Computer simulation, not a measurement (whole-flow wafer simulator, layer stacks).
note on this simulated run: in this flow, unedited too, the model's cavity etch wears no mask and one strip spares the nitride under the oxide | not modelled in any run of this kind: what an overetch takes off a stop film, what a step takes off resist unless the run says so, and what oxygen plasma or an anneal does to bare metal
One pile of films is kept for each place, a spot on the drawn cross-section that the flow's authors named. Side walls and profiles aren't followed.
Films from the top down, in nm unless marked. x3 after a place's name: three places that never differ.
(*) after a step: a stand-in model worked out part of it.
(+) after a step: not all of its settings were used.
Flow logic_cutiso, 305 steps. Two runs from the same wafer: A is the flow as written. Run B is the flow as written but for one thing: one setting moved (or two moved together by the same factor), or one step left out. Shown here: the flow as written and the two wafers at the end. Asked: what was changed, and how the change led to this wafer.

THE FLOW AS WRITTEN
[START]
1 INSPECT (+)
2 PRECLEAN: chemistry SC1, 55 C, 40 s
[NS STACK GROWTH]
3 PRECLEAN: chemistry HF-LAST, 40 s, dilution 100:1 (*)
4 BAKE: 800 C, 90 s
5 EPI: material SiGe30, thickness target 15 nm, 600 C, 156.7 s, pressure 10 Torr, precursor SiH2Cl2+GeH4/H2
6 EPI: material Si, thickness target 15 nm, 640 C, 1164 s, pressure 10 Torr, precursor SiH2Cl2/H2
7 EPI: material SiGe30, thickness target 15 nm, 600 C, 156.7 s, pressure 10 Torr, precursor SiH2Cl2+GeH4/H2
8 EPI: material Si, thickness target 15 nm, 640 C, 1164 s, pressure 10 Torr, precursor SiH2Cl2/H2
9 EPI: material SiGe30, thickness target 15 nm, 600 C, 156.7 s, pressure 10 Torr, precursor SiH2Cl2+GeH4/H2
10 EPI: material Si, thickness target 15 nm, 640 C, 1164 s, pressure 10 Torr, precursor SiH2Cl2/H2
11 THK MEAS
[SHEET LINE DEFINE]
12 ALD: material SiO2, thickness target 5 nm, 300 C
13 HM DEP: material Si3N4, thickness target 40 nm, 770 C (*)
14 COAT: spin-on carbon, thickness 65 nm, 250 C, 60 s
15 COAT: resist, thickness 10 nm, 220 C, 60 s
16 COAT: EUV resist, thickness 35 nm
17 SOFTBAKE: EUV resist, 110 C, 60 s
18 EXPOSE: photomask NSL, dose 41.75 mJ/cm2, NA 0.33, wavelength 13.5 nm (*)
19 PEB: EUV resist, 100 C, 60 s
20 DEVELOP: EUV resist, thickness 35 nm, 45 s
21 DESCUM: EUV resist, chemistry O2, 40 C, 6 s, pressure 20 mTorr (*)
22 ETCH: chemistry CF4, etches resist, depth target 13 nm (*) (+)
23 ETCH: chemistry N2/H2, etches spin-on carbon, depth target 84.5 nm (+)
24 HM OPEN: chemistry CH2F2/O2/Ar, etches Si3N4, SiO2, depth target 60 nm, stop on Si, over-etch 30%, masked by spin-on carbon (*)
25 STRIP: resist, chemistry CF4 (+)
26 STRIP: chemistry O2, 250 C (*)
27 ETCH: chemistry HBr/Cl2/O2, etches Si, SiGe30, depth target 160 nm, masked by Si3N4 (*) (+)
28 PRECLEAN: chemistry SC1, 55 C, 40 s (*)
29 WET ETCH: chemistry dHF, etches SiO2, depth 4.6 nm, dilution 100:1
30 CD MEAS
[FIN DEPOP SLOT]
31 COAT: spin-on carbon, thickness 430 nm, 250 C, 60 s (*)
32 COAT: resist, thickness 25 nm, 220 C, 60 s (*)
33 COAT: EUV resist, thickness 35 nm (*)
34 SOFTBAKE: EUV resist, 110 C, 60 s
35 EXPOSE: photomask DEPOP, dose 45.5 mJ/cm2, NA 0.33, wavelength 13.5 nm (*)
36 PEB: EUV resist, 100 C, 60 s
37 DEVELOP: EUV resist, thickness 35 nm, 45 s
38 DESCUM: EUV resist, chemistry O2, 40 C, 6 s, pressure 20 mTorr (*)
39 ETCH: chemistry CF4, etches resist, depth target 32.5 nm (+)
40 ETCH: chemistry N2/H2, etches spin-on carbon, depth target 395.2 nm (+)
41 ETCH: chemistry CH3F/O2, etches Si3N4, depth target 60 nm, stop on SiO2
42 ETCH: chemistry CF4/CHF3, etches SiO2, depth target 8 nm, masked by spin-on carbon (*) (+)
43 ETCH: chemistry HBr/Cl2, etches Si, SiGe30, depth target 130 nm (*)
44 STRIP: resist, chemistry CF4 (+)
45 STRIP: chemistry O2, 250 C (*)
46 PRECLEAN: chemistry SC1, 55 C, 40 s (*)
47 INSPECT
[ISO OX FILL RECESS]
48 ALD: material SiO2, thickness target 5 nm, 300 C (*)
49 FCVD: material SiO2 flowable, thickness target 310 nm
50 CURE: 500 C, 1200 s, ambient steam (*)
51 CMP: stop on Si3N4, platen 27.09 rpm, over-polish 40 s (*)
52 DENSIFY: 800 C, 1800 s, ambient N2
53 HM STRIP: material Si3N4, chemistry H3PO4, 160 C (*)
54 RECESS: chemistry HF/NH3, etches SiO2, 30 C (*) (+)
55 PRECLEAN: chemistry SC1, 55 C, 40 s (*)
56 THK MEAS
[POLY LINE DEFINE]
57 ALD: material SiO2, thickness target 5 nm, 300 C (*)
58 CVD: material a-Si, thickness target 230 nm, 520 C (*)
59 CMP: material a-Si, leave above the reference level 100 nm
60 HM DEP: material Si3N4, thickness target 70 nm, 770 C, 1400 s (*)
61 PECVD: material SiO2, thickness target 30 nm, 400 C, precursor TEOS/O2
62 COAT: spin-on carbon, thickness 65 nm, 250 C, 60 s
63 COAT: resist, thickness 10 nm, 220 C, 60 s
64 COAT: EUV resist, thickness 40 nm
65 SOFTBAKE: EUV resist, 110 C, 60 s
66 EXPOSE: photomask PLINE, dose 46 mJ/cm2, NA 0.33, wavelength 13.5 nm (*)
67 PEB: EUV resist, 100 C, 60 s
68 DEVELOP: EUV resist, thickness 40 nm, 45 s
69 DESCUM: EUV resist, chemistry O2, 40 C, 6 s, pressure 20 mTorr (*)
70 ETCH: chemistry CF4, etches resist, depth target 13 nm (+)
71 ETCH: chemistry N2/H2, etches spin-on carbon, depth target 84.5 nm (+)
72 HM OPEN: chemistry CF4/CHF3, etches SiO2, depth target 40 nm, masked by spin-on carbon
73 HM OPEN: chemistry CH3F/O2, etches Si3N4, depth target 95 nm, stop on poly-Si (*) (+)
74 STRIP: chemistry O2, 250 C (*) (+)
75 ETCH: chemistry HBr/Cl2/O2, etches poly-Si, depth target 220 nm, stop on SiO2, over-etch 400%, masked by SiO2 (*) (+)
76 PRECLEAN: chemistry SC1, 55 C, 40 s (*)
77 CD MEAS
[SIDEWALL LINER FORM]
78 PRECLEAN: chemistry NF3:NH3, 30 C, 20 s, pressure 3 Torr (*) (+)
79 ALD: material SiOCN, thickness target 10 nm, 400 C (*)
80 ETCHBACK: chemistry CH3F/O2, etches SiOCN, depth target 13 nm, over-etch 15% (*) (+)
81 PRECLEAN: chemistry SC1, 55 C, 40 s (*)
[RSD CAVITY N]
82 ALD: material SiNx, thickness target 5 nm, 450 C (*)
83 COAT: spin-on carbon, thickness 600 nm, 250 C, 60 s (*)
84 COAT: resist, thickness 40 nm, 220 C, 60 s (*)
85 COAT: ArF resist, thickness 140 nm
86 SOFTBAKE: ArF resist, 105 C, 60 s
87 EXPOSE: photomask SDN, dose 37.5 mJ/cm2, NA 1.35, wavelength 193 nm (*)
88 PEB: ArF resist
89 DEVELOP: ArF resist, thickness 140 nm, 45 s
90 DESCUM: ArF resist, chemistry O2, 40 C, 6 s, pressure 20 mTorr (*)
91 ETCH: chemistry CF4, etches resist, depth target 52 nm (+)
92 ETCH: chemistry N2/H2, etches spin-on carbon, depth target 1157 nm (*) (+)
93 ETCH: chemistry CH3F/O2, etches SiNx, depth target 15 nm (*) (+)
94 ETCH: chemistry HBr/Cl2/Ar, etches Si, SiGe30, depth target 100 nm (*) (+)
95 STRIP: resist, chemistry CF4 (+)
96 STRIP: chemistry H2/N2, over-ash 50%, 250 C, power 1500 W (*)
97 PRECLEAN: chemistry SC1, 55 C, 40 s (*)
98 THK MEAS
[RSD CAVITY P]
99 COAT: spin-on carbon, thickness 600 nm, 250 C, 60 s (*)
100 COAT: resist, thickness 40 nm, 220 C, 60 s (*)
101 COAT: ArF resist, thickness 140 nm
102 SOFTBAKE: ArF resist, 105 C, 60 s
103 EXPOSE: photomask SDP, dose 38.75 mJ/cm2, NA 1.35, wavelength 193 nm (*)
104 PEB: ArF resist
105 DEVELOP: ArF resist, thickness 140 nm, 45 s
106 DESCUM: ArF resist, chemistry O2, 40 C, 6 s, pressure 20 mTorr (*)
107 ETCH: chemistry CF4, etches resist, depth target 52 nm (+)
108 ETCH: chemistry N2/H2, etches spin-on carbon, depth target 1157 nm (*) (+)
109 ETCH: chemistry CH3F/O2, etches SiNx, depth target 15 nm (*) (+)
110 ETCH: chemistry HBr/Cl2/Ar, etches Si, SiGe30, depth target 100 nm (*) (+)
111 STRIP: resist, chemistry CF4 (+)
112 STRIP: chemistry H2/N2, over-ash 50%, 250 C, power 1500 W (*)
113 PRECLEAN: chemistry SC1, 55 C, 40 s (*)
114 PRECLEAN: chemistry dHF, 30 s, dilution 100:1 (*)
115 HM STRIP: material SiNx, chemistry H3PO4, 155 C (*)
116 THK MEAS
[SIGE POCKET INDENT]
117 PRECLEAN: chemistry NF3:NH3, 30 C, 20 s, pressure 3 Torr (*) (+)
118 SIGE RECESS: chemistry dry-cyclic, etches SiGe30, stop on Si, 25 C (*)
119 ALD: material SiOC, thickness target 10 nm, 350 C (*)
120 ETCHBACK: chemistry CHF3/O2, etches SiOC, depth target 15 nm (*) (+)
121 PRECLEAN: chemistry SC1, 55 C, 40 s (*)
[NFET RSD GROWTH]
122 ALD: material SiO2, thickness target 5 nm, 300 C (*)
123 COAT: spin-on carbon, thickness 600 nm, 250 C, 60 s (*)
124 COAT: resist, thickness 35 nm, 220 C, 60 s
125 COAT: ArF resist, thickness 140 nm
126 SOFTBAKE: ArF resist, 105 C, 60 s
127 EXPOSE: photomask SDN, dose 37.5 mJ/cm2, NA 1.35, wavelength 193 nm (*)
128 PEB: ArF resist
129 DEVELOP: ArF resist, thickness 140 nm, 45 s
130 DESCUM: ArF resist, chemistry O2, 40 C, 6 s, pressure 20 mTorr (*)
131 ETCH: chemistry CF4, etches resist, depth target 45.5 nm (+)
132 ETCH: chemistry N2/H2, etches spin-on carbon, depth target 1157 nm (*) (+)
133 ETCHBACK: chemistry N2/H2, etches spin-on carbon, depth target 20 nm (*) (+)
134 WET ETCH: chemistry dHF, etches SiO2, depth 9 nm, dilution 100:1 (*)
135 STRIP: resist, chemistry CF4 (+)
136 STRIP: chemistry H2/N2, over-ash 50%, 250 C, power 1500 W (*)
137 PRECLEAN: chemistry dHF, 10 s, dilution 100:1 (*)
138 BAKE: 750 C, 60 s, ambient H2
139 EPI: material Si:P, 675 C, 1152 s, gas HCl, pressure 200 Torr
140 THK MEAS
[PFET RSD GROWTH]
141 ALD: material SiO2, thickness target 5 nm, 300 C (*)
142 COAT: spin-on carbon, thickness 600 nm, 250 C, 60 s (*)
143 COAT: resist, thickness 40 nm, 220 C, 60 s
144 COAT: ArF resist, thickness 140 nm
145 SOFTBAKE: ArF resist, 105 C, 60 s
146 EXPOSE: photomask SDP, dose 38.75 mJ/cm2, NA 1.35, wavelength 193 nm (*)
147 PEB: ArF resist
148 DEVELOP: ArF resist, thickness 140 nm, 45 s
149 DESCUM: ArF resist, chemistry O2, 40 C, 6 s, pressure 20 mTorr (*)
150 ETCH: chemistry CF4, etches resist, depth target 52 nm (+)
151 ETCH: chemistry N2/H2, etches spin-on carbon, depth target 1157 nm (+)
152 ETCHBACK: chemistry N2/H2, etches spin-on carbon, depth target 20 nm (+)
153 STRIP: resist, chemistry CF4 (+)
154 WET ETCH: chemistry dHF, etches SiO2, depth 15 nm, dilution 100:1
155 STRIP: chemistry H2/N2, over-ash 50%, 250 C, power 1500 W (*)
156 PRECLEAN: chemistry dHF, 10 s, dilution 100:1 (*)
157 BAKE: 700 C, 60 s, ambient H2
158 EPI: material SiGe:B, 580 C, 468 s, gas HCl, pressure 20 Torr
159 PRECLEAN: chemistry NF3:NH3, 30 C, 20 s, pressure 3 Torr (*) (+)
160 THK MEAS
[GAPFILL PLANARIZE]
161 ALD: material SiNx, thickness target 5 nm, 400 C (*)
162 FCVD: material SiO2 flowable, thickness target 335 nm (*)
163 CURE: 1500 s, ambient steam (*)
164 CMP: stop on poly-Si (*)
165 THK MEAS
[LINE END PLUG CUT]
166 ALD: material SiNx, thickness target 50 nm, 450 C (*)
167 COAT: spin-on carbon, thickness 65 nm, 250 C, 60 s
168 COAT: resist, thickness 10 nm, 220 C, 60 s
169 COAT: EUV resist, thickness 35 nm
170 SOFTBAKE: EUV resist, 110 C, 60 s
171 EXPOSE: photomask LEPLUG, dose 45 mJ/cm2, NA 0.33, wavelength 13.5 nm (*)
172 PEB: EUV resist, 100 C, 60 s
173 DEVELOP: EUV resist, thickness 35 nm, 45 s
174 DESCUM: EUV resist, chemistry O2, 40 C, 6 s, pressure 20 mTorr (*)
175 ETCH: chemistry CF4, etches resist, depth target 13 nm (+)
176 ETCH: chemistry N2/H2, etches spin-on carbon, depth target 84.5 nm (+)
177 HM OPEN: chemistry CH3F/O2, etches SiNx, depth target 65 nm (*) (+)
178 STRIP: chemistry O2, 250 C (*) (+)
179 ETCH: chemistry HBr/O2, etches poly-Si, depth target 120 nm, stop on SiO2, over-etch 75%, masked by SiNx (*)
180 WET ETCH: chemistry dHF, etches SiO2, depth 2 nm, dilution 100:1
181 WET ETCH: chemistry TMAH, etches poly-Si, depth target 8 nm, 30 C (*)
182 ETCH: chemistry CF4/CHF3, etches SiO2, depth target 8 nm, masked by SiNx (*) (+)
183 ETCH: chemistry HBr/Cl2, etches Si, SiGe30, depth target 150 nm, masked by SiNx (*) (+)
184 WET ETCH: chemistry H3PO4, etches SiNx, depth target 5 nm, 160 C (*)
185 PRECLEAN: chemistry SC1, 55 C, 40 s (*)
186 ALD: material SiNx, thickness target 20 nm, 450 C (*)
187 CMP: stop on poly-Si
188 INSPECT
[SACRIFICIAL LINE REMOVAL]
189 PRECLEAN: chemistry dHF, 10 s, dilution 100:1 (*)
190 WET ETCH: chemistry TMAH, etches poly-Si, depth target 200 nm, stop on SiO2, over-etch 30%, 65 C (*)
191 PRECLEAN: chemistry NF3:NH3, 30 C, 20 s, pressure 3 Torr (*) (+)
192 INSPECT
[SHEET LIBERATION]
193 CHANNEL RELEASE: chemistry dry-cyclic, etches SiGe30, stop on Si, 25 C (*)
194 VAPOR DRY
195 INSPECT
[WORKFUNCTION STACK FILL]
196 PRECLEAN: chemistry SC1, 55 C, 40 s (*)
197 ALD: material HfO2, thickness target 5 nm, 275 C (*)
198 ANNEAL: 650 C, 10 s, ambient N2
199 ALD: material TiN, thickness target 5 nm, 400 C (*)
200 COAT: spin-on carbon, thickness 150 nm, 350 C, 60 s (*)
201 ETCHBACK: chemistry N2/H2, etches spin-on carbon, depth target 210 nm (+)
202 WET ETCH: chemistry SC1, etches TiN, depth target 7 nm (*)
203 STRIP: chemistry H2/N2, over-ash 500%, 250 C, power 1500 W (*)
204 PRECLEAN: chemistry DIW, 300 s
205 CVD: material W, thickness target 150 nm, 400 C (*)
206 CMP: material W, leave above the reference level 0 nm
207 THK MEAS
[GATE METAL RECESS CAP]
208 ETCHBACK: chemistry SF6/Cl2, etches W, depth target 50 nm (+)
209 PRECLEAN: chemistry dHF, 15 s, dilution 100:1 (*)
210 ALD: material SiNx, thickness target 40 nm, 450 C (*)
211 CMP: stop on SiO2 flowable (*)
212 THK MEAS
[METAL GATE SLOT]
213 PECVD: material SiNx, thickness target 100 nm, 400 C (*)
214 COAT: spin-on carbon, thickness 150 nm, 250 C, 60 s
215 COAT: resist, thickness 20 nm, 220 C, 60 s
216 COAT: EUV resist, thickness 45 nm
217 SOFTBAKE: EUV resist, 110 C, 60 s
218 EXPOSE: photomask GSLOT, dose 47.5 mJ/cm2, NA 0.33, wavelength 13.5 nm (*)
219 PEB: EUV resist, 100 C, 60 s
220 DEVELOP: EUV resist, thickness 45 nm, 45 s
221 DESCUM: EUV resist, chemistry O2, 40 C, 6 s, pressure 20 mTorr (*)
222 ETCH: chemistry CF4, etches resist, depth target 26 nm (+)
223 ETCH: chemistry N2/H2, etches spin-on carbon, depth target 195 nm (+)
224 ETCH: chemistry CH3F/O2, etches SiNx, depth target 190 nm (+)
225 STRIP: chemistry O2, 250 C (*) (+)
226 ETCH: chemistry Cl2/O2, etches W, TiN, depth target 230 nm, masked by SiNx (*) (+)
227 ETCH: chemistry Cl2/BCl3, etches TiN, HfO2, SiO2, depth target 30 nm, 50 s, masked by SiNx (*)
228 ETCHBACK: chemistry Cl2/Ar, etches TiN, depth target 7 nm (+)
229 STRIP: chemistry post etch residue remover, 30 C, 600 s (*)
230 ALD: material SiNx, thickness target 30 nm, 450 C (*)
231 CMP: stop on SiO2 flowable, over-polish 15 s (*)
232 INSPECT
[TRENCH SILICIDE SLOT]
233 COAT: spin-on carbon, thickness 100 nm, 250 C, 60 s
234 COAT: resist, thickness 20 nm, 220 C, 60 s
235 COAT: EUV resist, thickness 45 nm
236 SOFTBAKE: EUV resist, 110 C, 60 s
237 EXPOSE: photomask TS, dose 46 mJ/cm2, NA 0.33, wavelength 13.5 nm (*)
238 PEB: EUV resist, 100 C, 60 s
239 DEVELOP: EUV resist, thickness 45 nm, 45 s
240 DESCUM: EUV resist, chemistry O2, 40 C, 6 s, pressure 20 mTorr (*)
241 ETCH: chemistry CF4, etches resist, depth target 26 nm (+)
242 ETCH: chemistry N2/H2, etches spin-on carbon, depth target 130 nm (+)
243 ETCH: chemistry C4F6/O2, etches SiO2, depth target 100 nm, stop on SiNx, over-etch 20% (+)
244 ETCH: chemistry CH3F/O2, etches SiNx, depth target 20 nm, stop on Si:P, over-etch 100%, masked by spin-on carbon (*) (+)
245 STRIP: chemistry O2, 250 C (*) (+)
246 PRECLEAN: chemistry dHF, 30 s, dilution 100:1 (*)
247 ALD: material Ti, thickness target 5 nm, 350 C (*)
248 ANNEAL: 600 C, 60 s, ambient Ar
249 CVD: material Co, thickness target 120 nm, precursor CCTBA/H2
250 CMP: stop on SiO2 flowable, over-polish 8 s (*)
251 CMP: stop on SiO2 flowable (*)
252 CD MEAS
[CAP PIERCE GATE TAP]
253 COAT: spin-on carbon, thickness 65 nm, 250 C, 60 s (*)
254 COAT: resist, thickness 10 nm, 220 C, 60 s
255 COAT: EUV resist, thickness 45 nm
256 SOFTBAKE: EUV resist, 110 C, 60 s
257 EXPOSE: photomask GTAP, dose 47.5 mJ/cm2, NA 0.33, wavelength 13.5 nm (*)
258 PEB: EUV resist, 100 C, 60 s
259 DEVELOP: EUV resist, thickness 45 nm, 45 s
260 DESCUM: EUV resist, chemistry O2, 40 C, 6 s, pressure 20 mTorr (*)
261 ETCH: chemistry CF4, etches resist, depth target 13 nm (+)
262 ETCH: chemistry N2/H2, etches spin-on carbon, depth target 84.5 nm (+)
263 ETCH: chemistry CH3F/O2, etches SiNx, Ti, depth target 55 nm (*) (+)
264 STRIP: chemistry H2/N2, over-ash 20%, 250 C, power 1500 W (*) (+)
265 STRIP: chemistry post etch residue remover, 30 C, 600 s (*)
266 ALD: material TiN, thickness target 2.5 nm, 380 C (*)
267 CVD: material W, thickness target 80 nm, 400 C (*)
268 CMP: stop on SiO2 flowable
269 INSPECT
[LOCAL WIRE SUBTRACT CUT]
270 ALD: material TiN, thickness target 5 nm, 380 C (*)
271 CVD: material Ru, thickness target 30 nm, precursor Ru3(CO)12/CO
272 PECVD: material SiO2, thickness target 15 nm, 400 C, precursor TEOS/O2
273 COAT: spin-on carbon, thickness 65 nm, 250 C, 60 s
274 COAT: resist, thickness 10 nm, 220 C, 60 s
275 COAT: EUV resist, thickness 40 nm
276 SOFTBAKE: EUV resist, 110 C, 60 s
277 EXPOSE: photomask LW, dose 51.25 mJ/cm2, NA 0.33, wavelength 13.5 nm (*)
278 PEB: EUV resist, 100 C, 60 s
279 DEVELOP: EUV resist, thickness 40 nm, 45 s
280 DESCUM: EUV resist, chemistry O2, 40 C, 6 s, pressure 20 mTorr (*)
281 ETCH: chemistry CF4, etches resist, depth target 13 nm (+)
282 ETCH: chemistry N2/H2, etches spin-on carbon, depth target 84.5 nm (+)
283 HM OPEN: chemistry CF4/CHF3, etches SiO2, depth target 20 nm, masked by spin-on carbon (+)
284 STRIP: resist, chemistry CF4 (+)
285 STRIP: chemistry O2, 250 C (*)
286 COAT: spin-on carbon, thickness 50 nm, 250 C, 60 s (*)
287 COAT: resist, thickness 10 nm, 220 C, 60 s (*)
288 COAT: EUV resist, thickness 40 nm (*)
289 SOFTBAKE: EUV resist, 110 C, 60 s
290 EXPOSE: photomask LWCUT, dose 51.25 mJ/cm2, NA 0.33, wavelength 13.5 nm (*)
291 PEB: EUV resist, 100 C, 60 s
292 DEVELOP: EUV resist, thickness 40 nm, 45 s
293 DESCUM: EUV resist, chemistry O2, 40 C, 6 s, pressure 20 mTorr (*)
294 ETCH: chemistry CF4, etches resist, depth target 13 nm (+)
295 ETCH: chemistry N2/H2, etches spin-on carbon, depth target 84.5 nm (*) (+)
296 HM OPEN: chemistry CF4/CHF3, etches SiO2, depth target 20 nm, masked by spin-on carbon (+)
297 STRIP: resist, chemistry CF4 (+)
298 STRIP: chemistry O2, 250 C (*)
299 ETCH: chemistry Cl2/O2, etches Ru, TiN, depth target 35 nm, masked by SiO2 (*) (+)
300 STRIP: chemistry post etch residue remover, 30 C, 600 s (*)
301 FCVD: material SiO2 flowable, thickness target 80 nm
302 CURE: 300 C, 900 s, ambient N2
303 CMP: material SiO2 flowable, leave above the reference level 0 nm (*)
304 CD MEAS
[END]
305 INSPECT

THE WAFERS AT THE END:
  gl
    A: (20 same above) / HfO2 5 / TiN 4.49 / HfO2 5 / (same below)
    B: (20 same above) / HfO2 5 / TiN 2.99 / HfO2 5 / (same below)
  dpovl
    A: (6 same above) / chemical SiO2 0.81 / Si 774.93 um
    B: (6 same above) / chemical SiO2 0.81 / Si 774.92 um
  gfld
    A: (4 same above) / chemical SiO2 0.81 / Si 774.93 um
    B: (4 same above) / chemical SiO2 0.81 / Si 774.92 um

The cause: step 5, EPI: 141 s was run, where the flow has 156.7 s.

How the change led to this, step by step:
  5 EPI: material SiGe30, thickness target 15 nm, 600 C, 156.7 s, pressure 10 Torr, precursor SiH2Cl2+GeH4/H2
      depop, dpovl, gfld and 19 more: A SiGe30 +15 (new film) | B SiGe30 +13.5 (new film)
  27 ETCH: chemistry HBr/Cl2/O2, etches Si, SiGe30, depth target 160 nm, masked by Si3N4 (*) (+)
      gfld, gxf, iso, lnri: A chemical SiO2 -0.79 (all of it), Si -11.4 (all of it), SiGe30 -15 (all of it), Si -15 (all of it), SiGe30 -15 (all of it), Si -15 (all of it), SiGe30 -15 (all of it), Si -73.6 | B chemical SiO2 -0.79 (all of it), Si -11.4 (all of it), SiGe30 -15 (all of it), Si -15 (all of it), SiGe30 -15 (all of it), Si -15 (all of it), SiGe30 -13.5 (all of it), Si -75.1
      dpovl, nsgap: A chemical SiO2 -0.79 (all of it), Si -11.8 (all of it), SiGe30 -15 (all of it), Si -15 (all of it), SiGe30 -15 (all of it), Si -15 (all of it), SiGe30 -15 (all of it), Si -73.2 | B chemical SiO2 -0.79 (all of it), Si -11.8 (all of it), SiGe30 -15 (all of it), Si -15 (all of it), SiGe30 -15 (all of it), Si -15 (all of it), SiGe30 -13.5 (all of it), Si -74.7
      (and at 1 more place)
  43 ETCH: chemistry HBr/Cl2, etches Si, SiGe30, depth target 130 nm (*)
      depop: A Si -14 (all of it), SiGe30 -15 (all of it), Si -15 (all of it), SiGe30 -15 (all of it), Si -15 (all of it), SiGe30 -15 (all of it), Si -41 | B Si -14 (all of it), SiGe30 -15 (all of it), Si -15 (all of it), SiGe30 -15 (all of it), Si -15 (all of it), SiGe30 -13.5 (all of it), Si -42.5
  94 ETCH: chemistry HBr/Cl2/Ar, etches Si, SiGe30, depth target 100 nm (*) (+)
      rsdn, rsdx: A chemical SiO2 -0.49 (all of it), Si -12.8 (all of it), SiGe30 -15 (all of it), Si -15 (all of it), SiGe30 -15 (all of it), Si -15 (all of it), SiGe30 -15 (all of it), Si -12.2 | B chemical SiO2 -0.49 (all of it), Si -12.8 (all of it), SiGe30 -15 (all of it), Si -15 (all of it), SiGe30 -15 (all of it), Si -15 (all of it), SiGe30 -13.5 (all of it), Si -13.7
  110 ETCH: chemistry HBr/Cl2/Ar, etches Si, SiGe30, depth target 100 nm (*) (+)
      rsdp, rsdw: A chemical SiO2 -0.49 (all of it), Si -12.8 (all of it), SiGe30 -15 (all of it), Si -15 (all of it), SiGe30 -15 (all of it), Si -15 (all of it), SiGe30 -15 (all of it), Si -12.2 | B chemical SiO2 -0.49 (all of it), Si -12.8 (all of it), SiGe30 -15 (all of it), Si -15 (all of it), SiGe30 -15 (all of it), Si -15 (all of it), SiGe30 -13.5 (all of it), Si -13.7
  118 SIGE RECESS: chemistry dry-cyclic, etches SiGe30, stop on Si, 25 C (*)
      lnr, lnrp, lnrt: A SiOCN -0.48, Si -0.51, cavity +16 (new film), SiGe30 -15 (all of it), Si -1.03, cavity +16 (new film), SiGe30 -15 (all of it), Si -1.03, cavity +16 (new film), SiGe30 -15 (all of it), Si -0.51 | B SiOCN -0.48, Si -0.51, cavity +16 (new film), SiGe30 -15 (all of it), Si -1.03, cavity +16 (new film), SiGe30 -15 (all of it), Si -1.03, cavity +14.5 (new film), SiGe30 -13.5 (all of it), Si -0.51
  119 ALD: material SiOC, thickness target 10 nm, 350 C (*)
      lnr, lnrp, lnrt: A SiOC +10 (new film), SiOC +16 (new film), cavity -16 (all of it), SiOC +16 (new film), cavity -16 (all of it), SiOC +16 (new film), cavity -16 (all of it) | B SiOC +10 (new film), SiOC +16 (new film), cavity -16 (all of it), SiOC +16 (new film), cavity -16 (all of it), SiOC +14.5 (new film), cavity -14.5 (all of it)
  183 ETCH: chemistry HBr/Cl2, etches Si, SiGe30, depth target 150 nm, masked by SiNx (*) (+)
      plug: A Si -13.6 (all of it), SiGe30 -15 (all of it), Si -15 (all of it), SiGe30 -15 (all of it), Si -15 (all of it), SiGe30 -15 (all of it), Si -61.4 | B Si -13.6 (all of it), SiGe30 -15 (all of it), Si -15 (all of it), SiGe30 -15 (all of it), Si -15 (all of it), SiGe30 -13.5 (all of it), Si -62.9
  193 CHANNEL RELEASE: chemistry dry-cyclic, etches SiGe30, stop on Si, 25 C (*)
      gl, glp, gxn, gxp, ns, tap: A chemical SiO2 +0.8 (new film), Si -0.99, chemical SiO2 +0.8 (new film), cavity +14.5 (new film), chemical SiO2 +0.8 (new film), SiGe30 -15 (all of it), Si -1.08, chemical SiO2 +0.8 (new film), cavity +14.5 (new film), chemical SiO2 +0.8 (new film), SiGe30 -15 (all of it), Si -1.08, chemical SiO2 +0.8 (new film), cavity +14.5 (new film), chemical SiO2 +0.8 (new film), SiGe30 -15 (all of it), Si -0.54 | B chemical SiO2 +0.8 (new film), Si -0.99, chemical SiO2 +0.8 (new film), cavity +14.5 (new film), chemical SiO2 +0.8 (new film), SiGe30 -15 (all of it), Si -1.08, chemical SiO2 +0.8 (new film), cavity +14.5 (new film), chemical SiO2 +0.8 (new film), SiGe30 -15 (all of it), Si -1.08, chemical SiO2 +0.8 (new film), cavity +13 (new film), chemical SiO2 +0.8 (new film), SiGe30 -13.5 (all of it), Si -0.54
  199 ALD: material TiN, thickness target 5 nm, 400 C (*)
      gl, glp, tap: A TiN +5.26 (new film), TiN +4.49 (new film), cavity -4.49 (all of it), TiN +4.49 (new film), cavity -4.49 (all of it), TiN +4.49 (new film), cavity -4.49 (all of it) | B TiN +5.26 (new film), TiN +4.49 (new film), cavity -4.49 (all of it), TiN +4.49 (new film), cavity -4.49 (all of it), TiN +2.99 (new film), cavity -2.99 (all of it)
      gxn, gxp, ns: A TiN +5 (new film), TiN +4.49 (new film), cavity -4.49 (all of it), TiN +4.49 (new film), cavity -4.49 (all of it), TiN +4.49 (new film), cavity -4.49 (all of it) | B TiN +5 (new film), TiN +4.49 (new film), cavity -4.49 (all of it), TiN +4.49 (new film), cavity -4.49 (all of it), TiN +2.99 (new film), cavity -2.99 (all of it)
